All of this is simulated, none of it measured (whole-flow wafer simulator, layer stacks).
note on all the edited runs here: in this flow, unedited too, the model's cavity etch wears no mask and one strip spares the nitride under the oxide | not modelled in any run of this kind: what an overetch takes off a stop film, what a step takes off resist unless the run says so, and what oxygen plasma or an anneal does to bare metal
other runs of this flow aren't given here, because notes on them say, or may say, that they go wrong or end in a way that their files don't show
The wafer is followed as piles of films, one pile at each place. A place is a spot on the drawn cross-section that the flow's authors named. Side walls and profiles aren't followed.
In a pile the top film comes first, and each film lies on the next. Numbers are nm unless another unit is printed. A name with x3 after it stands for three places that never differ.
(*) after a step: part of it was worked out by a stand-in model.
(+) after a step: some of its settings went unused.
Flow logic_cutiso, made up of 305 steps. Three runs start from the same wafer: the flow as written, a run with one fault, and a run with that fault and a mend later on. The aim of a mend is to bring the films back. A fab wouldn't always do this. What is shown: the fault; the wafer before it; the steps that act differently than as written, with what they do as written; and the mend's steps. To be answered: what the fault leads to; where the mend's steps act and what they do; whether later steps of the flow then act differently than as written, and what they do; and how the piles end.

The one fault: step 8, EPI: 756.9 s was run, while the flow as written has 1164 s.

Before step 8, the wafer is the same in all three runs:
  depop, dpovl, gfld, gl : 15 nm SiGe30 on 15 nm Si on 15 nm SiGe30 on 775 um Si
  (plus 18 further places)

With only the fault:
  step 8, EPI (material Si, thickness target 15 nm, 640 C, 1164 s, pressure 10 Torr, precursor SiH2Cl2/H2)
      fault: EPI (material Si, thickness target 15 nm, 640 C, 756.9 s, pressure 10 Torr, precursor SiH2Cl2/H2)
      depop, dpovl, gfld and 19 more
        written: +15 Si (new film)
        fault: +9.75 Si (new film)
  Later steps of the flow acting differently than as written (2 more steps, not shown, differ only slightly: by at most 2% or 0.5 nm, whichever is larger):
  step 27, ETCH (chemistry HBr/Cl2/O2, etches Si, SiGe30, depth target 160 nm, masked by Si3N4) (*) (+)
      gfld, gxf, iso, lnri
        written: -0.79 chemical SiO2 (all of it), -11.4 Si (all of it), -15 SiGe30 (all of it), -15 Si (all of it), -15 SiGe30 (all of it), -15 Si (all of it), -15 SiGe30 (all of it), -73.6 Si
        fault: -0.79 chemical SiO2 (all of it), -11.4 Si (all of it), -15 SiGe30 (all of it), -9.75 Si (all of it), -15 SiGe30 (all of it), -15 Si (all of it), -15 SiGe30 (all of it), -78.9 Si
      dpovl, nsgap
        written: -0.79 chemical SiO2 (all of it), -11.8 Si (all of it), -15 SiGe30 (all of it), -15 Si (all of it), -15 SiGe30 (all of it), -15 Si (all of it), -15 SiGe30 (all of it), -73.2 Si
        fault: -0.79 chemical SiO2 (all of it), -11.8 Si (all of it), -15 SiGe30 (all of it), -9.75 Si (all of it), -15 SiGe30 (all of it), -15 Si (all of it), -15 SiGe30 (all of it), -78.5 Si
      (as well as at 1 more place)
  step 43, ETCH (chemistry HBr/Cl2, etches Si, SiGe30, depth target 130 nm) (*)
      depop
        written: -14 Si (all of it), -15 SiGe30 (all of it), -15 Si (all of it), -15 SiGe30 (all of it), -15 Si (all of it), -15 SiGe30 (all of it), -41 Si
        fault: -14 Si (all of it), -15 SiGe30 (all of it), -9.75 Si (all of it), -15 SiGe30 (all of it), -15 Si (all of it), -15 SiGe30 (all of it), -46.2 Si
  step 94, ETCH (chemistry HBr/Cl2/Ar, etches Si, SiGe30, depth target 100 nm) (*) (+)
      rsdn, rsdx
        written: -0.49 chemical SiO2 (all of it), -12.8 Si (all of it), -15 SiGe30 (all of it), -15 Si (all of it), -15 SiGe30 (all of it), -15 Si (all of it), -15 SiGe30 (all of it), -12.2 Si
        fault: -0.49 chemical SiO2 (all of it), -12.8 Si (all of it), -15 SiGe30 (all of it), -9.75 Si (all of it), -15 SiGe30 (all of it), -15 Si (all of it), -15 SiGe30 (all of it), -17.4 Si
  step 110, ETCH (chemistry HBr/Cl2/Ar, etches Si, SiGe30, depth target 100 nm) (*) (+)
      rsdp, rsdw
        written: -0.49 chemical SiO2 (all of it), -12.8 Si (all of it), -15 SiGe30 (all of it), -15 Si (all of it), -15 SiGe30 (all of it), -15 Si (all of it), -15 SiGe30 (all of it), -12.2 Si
        fault: -0.49 chemical SiO2 (all of it), -12.8 Si (all of it), -15 SiGe30 (all of it), -9.75 Si (all of it), -15 SiGe30 (all of it), -15 Si (all of it), -15 SiGe30 (all of it), -17.4 Si
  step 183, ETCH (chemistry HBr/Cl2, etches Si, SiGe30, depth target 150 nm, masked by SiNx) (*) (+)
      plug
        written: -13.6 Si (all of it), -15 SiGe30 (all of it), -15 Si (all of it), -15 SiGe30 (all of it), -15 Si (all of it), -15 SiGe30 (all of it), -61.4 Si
        fault: -13.6 Si (all of it), -15 SiGe30 (all of it), -9.75 Si (all of it), -15 SiGe30 (all of it), -15 Si (all of it), -15 SiGe30 (all of it), -66.7 Si
  By the end, the piles at gl, glp, gxn and 6 more depart from the flow's by more than 2% or 0.5 nm, whichever is larger.
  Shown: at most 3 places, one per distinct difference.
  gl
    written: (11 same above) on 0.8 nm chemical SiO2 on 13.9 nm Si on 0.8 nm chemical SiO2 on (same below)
    fault: (11 same above) on 0.8 nm chemical SiO2 on 8.67 nm Si on 0.8 nm chemical SiO2 on (same below)
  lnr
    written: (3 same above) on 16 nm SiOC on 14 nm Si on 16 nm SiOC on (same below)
    fault: (3 same above) on 16 nm SiOC on 8.73 nm Si on 16 nm SiOC on (same below)
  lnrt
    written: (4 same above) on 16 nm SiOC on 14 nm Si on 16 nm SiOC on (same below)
    fault: (4 same above) on 16 nm SiOC on 8.73 nm Si on 16 nm SiOC on (same below)

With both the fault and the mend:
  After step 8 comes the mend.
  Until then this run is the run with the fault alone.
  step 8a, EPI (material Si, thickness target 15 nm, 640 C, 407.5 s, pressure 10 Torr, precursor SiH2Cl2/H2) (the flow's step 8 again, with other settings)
      depop, dpovl, gfld and 19 more
        +5.25 Si
  Later steps of the flow that are run all act as written at every place that is followed.
  At every place that both follow, the piles at the end match the flow's.
